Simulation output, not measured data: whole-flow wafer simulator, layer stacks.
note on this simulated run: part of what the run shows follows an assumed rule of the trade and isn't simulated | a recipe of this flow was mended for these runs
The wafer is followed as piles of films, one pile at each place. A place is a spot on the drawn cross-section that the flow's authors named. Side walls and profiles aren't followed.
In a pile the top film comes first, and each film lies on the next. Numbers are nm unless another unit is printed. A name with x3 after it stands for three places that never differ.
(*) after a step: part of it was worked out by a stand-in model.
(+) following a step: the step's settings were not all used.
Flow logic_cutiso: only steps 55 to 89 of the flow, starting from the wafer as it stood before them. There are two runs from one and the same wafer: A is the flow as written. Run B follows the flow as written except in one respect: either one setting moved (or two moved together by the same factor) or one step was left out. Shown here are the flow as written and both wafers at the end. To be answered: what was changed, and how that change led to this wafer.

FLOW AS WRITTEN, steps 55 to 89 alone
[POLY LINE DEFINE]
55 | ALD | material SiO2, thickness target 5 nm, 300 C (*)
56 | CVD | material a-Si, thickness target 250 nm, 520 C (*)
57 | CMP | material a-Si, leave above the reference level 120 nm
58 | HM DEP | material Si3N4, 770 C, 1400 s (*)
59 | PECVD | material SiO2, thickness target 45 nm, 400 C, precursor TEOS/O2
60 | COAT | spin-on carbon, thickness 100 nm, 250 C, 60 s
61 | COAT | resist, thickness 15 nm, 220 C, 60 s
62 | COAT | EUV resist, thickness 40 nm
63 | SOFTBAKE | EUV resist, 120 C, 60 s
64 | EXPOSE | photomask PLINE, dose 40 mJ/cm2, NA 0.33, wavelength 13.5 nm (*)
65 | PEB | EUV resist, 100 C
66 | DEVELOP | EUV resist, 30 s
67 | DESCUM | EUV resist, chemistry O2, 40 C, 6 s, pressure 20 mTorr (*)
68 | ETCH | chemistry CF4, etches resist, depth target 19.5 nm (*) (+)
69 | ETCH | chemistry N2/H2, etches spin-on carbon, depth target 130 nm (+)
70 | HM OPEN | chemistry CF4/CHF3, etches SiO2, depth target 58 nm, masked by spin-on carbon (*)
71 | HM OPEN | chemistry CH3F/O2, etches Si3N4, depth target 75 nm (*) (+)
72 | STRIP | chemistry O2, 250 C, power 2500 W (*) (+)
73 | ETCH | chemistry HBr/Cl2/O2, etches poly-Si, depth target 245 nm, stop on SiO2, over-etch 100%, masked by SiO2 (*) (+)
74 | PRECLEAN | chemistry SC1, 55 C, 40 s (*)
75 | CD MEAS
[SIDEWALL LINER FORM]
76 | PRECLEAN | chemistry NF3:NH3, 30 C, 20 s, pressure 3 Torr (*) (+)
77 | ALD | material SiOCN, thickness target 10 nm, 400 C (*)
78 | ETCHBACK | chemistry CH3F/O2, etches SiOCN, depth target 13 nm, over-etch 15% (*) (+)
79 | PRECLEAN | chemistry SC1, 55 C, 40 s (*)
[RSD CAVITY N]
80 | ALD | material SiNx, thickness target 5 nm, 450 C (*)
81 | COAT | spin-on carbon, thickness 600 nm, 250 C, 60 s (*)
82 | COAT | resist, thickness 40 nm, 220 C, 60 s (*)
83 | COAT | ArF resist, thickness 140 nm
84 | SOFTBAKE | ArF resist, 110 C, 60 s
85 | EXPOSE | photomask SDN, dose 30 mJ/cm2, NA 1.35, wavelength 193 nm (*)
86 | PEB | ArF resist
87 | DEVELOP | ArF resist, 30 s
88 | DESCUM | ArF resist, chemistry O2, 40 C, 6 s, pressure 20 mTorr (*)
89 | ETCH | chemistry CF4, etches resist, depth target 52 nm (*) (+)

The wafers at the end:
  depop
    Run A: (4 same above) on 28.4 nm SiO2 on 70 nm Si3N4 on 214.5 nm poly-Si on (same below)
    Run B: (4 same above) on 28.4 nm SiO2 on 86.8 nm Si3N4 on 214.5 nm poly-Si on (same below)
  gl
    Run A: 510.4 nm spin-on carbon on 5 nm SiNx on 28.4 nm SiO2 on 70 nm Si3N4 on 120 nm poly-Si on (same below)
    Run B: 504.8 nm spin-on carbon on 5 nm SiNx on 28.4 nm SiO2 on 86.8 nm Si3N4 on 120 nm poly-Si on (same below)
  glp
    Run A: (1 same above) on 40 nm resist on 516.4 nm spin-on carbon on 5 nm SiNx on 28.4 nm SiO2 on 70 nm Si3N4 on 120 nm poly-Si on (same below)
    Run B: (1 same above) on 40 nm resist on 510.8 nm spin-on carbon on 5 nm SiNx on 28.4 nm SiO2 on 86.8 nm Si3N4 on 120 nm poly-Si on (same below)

Cause: step 58, HM DEP: 1736 s was run, while the flow as written has 1400 s.

How this came from the change, step by step:
  58 | HM DEP | material Si3N4, 770 C, 1400 s (*)
      gl, glp, gxn and 11 more: A Si3N4 gains 70 (new film), poly-Si gains 120 (new film), a-Si loses 120 (all of it) | B Si3N4 gains 86.8 (new film), poly-Si gains 120 (new film), a-Si loses 120 (all of it)
      depop, dpovl x3, gfld, gxf, iso, lnri: A Si3N4 gains 70 (new film), poly-Si gains 214.5 (new film), a-Si loses 214.5 (all of it) | B Si3N4 gains 86.8 (new film), poly-Si gains 214.5 (new film), a-Si loses 214.5 (all of it)
  71 | HM OPEN | chemistry CH3F/O2, etches Si3N4, depth target 75 nm (*) (+)
      iso, lnr, lnri and 6 more: A Si3N4 loses 55.2 (all of it), poly-Si loses 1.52 | B Si3N4 loses 72 (all of it), poly-Si loses 0.23
